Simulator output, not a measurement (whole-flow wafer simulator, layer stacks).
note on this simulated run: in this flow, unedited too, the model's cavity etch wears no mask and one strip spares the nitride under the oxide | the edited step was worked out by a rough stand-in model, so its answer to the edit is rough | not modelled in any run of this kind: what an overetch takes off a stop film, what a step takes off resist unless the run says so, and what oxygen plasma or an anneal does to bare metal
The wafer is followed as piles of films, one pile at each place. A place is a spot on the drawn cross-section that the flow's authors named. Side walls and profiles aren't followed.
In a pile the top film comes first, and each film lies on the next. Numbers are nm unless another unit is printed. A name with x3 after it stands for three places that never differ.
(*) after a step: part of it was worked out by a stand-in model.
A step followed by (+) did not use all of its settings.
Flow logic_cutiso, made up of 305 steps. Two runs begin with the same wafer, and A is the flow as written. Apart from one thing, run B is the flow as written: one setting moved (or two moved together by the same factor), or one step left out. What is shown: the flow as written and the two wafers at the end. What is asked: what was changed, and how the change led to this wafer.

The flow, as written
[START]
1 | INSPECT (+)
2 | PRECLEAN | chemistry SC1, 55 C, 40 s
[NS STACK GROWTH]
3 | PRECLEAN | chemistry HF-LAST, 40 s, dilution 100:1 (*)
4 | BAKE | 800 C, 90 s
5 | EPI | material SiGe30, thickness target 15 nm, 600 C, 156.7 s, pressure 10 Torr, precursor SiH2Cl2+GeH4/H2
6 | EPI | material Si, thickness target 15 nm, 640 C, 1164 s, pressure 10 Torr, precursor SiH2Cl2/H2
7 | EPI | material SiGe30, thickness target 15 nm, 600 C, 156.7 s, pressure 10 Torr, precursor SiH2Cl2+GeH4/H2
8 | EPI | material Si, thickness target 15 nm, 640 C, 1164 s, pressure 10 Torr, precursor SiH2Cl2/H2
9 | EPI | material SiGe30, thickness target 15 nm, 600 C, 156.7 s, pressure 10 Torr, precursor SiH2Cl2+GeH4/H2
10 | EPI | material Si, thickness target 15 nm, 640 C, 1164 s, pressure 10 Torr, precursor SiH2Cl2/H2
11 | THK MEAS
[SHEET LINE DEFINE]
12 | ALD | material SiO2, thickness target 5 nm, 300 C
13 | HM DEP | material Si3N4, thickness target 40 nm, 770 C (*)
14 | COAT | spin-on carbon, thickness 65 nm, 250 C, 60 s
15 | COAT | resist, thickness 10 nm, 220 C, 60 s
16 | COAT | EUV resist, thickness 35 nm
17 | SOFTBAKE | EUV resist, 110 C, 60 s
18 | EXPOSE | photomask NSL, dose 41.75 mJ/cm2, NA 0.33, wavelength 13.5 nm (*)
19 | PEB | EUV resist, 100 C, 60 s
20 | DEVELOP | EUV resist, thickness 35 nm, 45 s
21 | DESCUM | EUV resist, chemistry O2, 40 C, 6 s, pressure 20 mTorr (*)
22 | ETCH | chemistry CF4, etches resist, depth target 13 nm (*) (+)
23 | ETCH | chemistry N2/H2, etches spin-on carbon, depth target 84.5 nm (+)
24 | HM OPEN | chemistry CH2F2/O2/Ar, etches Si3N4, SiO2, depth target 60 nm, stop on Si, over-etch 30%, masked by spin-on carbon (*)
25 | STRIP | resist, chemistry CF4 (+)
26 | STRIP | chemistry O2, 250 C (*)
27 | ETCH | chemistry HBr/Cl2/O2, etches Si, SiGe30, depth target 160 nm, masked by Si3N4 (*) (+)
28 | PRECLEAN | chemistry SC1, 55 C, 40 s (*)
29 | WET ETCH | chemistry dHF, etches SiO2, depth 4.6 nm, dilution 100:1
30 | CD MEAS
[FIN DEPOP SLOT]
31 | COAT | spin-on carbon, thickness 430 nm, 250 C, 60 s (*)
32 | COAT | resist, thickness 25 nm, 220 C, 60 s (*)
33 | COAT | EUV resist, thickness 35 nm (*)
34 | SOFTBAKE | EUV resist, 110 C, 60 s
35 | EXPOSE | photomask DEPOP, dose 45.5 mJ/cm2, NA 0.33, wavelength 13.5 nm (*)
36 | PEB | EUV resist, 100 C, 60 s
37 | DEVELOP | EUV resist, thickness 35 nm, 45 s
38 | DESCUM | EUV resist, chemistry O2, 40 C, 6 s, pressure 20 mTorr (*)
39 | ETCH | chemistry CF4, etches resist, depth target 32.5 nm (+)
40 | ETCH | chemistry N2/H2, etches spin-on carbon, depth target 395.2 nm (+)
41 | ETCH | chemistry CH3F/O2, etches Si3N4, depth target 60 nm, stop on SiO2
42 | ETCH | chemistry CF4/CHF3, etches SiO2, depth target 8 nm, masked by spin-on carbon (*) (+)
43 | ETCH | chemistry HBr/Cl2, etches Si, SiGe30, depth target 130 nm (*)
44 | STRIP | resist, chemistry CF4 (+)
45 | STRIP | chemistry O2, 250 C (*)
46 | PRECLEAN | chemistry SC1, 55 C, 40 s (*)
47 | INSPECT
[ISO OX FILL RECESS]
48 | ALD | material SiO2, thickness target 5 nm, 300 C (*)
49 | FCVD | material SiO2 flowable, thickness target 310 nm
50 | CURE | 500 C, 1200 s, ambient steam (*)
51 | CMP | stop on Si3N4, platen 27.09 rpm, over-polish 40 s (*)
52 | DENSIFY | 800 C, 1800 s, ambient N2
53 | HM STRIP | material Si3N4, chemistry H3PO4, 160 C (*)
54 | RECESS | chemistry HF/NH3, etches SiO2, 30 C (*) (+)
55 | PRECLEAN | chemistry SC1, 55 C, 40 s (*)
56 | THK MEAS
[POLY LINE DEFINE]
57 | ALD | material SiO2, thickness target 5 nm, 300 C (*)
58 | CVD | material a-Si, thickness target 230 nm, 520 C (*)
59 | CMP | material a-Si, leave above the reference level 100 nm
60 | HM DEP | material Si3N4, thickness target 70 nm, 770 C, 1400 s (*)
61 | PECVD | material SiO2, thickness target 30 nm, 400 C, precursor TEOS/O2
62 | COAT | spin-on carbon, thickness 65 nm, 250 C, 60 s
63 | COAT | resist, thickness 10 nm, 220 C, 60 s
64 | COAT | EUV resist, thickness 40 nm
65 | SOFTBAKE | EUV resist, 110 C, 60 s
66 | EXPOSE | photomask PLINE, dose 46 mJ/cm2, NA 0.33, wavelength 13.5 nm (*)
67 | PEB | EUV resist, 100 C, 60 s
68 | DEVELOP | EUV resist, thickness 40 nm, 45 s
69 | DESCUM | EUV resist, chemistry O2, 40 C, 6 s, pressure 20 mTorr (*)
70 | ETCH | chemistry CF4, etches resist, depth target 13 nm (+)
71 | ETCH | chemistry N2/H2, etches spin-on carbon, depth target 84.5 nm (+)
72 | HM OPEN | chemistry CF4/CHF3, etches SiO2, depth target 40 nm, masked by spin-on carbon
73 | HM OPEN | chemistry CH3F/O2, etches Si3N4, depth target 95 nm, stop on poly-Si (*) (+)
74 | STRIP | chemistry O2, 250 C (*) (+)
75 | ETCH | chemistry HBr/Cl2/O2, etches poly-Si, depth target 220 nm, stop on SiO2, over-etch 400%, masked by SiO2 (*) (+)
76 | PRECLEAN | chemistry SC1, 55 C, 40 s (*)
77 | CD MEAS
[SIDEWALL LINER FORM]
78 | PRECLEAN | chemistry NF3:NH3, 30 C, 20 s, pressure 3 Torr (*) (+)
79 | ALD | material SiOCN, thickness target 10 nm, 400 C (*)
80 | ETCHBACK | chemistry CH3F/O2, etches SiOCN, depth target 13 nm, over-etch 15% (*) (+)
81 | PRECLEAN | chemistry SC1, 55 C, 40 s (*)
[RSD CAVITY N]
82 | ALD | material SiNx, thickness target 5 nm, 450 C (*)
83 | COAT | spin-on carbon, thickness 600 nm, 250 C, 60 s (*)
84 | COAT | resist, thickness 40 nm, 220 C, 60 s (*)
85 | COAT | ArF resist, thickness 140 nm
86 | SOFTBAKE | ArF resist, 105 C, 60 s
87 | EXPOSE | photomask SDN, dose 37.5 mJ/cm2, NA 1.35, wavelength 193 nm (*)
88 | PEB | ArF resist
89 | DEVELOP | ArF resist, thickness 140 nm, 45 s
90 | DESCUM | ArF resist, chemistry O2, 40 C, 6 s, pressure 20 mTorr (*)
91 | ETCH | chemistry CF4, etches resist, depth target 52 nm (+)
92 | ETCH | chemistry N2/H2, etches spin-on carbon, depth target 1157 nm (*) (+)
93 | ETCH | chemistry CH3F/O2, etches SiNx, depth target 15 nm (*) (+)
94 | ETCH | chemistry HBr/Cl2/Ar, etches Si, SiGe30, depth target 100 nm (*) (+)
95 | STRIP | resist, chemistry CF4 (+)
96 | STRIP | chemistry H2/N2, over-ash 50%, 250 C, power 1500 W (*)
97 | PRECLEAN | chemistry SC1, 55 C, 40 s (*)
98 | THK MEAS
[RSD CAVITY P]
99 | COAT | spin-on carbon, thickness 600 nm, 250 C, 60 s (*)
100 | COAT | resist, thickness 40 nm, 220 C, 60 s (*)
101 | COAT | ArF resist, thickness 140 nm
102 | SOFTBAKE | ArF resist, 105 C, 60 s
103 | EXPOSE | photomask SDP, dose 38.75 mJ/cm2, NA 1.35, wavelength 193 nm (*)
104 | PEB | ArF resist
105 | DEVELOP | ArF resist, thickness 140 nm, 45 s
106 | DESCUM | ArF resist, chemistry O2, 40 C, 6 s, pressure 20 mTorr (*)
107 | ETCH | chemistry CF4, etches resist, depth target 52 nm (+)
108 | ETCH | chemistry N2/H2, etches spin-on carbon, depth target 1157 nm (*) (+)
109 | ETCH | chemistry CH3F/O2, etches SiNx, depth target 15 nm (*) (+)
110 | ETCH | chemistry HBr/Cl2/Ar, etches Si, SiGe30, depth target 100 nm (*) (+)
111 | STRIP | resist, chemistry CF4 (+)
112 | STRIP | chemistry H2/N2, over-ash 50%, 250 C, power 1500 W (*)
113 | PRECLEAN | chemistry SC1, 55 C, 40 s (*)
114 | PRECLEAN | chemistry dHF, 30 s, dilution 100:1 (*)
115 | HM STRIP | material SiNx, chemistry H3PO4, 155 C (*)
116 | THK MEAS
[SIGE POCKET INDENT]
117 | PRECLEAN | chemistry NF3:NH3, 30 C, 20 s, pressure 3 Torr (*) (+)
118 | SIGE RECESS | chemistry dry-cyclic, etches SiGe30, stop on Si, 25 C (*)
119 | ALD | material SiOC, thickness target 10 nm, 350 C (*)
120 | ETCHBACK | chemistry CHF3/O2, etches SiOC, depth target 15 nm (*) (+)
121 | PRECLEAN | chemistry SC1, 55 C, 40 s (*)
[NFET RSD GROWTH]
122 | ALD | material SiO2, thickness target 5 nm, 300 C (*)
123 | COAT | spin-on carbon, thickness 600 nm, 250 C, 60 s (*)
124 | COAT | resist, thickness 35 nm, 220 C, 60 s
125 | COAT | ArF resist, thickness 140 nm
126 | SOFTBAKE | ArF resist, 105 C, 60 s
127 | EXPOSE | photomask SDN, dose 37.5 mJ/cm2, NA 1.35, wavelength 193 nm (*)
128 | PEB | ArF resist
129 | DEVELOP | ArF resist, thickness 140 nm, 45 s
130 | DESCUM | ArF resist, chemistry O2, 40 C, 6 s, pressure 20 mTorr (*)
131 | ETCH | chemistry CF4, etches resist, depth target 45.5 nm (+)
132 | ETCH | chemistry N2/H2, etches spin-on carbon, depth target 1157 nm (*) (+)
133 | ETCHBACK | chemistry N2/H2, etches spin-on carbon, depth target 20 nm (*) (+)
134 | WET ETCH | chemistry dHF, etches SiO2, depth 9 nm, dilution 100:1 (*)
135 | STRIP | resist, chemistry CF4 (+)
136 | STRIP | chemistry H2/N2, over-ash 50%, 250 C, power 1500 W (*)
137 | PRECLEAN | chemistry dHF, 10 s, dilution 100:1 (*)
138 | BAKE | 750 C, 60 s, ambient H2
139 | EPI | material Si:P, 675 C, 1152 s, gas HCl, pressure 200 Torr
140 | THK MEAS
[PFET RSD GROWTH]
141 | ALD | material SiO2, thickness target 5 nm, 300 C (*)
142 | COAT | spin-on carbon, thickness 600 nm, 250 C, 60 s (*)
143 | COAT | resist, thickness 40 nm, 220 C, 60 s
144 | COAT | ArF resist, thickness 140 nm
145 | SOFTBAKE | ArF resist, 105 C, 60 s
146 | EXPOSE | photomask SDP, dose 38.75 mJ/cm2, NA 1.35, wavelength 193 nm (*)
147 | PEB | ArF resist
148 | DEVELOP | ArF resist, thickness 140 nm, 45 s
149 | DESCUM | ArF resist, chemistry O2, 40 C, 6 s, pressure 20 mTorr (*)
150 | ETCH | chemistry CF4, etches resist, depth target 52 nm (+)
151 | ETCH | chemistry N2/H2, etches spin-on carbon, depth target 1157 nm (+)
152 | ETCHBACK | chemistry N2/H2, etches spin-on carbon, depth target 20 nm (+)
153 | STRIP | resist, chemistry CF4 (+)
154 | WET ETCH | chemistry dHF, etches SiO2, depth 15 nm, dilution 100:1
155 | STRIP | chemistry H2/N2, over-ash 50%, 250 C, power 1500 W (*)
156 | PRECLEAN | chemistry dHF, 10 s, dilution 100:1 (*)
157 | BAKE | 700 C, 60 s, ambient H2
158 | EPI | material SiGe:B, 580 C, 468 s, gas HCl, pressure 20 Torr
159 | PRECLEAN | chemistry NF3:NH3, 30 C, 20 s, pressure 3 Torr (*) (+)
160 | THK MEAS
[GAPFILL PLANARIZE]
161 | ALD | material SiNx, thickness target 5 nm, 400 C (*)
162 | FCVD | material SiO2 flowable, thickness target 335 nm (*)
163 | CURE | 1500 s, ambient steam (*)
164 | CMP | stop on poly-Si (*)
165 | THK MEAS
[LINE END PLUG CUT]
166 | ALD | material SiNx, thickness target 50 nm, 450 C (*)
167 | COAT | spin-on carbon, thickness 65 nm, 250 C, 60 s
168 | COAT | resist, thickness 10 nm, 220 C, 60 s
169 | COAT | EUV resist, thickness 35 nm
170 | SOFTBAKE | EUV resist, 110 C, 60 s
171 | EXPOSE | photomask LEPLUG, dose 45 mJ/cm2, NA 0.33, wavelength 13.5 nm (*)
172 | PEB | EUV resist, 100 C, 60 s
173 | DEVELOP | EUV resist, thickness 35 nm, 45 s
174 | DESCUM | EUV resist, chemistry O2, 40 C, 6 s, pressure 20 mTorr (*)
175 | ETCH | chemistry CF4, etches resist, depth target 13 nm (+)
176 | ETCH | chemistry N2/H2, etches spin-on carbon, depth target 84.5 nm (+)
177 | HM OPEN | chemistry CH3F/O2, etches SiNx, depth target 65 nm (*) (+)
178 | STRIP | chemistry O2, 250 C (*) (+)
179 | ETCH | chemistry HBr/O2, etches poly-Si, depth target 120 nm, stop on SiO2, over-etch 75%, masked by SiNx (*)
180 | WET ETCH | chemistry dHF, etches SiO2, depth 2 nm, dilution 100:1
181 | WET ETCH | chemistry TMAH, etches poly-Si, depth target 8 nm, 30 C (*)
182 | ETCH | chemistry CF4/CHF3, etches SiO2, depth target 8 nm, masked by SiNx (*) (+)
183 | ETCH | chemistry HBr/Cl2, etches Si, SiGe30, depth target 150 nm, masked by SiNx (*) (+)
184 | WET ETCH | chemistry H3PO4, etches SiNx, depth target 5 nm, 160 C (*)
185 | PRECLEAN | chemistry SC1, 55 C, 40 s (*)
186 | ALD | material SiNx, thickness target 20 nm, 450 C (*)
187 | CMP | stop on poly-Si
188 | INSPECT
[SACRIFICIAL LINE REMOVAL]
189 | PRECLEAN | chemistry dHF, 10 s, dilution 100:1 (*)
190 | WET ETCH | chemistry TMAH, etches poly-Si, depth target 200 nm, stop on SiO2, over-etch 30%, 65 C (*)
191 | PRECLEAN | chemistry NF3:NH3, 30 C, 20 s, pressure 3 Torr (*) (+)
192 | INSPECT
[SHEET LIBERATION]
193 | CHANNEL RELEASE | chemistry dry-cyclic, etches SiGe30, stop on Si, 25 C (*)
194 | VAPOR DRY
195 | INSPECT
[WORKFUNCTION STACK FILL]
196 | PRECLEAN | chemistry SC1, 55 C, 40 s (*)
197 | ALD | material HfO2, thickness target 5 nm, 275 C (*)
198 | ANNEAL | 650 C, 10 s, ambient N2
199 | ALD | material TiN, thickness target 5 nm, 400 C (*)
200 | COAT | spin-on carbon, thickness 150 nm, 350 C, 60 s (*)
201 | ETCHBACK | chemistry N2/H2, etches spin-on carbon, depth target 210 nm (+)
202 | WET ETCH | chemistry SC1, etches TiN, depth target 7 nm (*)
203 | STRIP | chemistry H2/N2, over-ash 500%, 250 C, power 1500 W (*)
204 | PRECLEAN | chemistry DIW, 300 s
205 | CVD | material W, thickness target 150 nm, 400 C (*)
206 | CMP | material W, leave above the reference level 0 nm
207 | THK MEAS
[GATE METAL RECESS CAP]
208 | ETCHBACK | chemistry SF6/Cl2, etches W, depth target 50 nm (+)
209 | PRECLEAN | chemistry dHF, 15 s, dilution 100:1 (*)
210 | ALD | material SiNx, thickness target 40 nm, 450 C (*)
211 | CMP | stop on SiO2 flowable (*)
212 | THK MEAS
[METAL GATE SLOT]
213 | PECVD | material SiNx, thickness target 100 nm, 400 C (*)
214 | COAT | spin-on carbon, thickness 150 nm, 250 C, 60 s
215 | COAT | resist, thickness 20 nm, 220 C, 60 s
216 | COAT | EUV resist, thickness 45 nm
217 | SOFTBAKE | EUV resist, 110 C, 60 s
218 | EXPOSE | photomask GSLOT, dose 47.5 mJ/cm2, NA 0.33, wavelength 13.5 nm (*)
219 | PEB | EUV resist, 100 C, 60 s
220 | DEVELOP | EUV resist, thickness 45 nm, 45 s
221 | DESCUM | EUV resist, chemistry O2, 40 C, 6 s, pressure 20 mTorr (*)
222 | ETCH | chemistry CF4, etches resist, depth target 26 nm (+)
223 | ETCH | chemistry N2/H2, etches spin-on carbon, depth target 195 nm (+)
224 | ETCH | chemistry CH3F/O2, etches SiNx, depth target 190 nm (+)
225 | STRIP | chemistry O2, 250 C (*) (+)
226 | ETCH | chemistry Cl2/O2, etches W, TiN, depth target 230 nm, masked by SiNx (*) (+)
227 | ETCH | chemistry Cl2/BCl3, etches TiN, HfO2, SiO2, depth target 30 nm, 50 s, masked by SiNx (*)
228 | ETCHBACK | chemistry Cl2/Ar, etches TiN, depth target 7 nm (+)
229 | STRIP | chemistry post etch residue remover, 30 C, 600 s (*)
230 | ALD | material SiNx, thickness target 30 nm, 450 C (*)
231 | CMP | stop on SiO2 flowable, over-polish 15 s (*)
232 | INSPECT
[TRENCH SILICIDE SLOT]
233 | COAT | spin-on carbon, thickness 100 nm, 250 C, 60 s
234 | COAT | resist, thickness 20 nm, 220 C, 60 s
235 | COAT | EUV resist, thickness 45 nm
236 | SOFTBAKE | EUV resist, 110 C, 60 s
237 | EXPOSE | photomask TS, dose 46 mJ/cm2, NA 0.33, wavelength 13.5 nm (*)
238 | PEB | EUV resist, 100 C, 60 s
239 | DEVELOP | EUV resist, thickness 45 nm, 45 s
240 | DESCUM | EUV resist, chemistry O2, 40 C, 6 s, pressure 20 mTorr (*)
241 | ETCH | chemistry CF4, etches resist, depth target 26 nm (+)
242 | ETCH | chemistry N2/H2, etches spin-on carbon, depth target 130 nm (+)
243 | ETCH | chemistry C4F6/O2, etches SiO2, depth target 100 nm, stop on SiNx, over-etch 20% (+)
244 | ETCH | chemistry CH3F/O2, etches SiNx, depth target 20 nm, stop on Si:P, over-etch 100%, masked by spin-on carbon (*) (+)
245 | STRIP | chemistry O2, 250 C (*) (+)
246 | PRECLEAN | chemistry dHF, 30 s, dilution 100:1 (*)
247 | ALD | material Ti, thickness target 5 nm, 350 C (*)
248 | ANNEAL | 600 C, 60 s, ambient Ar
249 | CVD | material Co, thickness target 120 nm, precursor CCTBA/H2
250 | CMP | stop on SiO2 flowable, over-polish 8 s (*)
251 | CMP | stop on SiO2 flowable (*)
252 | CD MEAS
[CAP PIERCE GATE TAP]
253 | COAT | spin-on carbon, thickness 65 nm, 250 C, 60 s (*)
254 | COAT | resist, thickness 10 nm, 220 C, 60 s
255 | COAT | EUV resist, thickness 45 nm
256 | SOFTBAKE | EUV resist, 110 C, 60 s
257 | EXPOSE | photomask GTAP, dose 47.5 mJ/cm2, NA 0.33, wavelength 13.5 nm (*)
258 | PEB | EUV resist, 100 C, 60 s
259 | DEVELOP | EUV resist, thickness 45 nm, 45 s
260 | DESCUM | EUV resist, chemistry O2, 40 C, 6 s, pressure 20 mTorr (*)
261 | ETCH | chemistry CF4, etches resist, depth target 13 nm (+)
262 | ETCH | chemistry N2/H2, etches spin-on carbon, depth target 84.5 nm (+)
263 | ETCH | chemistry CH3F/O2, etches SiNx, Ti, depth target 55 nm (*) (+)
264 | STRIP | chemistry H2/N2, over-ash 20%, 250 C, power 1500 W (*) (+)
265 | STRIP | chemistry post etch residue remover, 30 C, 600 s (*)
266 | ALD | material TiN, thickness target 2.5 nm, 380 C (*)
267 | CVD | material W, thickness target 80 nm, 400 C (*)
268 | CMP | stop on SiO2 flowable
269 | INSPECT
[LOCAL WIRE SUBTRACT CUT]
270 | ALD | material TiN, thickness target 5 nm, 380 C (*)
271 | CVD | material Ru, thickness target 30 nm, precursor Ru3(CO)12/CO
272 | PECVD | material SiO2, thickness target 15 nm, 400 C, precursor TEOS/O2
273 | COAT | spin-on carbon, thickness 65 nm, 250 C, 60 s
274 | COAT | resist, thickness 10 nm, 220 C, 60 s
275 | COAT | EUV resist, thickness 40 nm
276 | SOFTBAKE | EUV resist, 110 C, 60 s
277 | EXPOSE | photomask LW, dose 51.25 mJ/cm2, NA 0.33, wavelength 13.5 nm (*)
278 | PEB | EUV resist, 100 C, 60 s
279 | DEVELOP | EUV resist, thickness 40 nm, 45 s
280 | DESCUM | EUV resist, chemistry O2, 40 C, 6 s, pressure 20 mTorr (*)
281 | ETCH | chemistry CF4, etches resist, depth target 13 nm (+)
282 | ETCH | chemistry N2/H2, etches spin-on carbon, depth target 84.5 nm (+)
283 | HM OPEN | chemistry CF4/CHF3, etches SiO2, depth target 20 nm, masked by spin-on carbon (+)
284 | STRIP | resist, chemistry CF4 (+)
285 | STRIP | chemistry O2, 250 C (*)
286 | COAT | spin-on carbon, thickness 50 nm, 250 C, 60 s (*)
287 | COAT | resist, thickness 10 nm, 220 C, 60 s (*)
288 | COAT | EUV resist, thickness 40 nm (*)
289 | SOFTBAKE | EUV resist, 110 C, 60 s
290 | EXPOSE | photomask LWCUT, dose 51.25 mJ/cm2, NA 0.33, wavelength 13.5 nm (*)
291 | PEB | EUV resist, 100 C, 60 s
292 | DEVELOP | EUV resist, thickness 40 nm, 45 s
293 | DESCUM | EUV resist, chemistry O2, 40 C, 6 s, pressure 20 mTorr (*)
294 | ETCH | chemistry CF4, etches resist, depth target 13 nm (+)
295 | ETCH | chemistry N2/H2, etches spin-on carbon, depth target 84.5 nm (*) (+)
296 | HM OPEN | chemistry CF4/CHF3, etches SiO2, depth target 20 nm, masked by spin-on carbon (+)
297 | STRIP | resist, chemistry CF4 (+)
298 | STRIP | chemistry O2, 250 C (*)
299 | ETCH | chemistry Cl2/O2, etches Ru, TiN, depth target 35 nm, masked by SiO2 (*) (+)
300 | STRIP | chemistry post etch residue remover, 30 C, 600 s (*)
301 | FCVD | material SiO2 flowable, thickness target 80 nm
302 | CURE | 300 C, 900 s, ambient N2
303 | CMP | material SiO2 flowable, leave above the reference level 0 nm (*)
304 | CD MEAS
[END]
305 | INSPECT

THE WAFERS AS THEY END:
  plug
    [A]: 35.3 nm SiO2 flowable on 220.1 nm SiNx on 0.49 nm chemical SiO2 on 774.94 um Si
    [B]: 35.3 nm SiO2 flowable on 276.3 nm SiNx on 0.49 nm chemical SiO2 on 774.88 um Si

What caused this: step 183, ETCH: depth target 206.2 nm was run, while the flow as written has depth target 150 nm.

The path from the change to this, step by step:
  183 | ETCH | chemistry HBr/Cl2, etches Si, SiGe30, depth target 150 nm, masked by SiNx (*) (+)
      depop, dpovl, gfld and 18 more: A -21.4 SiNx | B -29.5 SiNx
      plug: A -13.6 Si (all of it), -15 SiGe30 (all of it), -15 Si (all of it), -15 SiGe30 (all of it), -15 Si (all of it), -15 SiGe30 (all of it), -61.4 Si | B -13.6 Si (all of it), -15 SiGe30 (all of it), -15 Si (all of it), -15 SiGe30 (all of it), -15 Si (all of it), -15 SiGe30 (all of it), -117.6 Si
  186 | ALD | material SiNx, thickness target 20 nm, 450 C (*)
      plug: A +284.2 SiNx (new film) | B +332.4 SiNx (new film)
  187 | CMP | stop on poly-Si
      depop, dpovl, gfld and 18 more: A -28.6 SiNx (all of it) | B -20.5 SiNx (all of it)
      plug: A -28.6 SiNx | B -20.5 SiNx
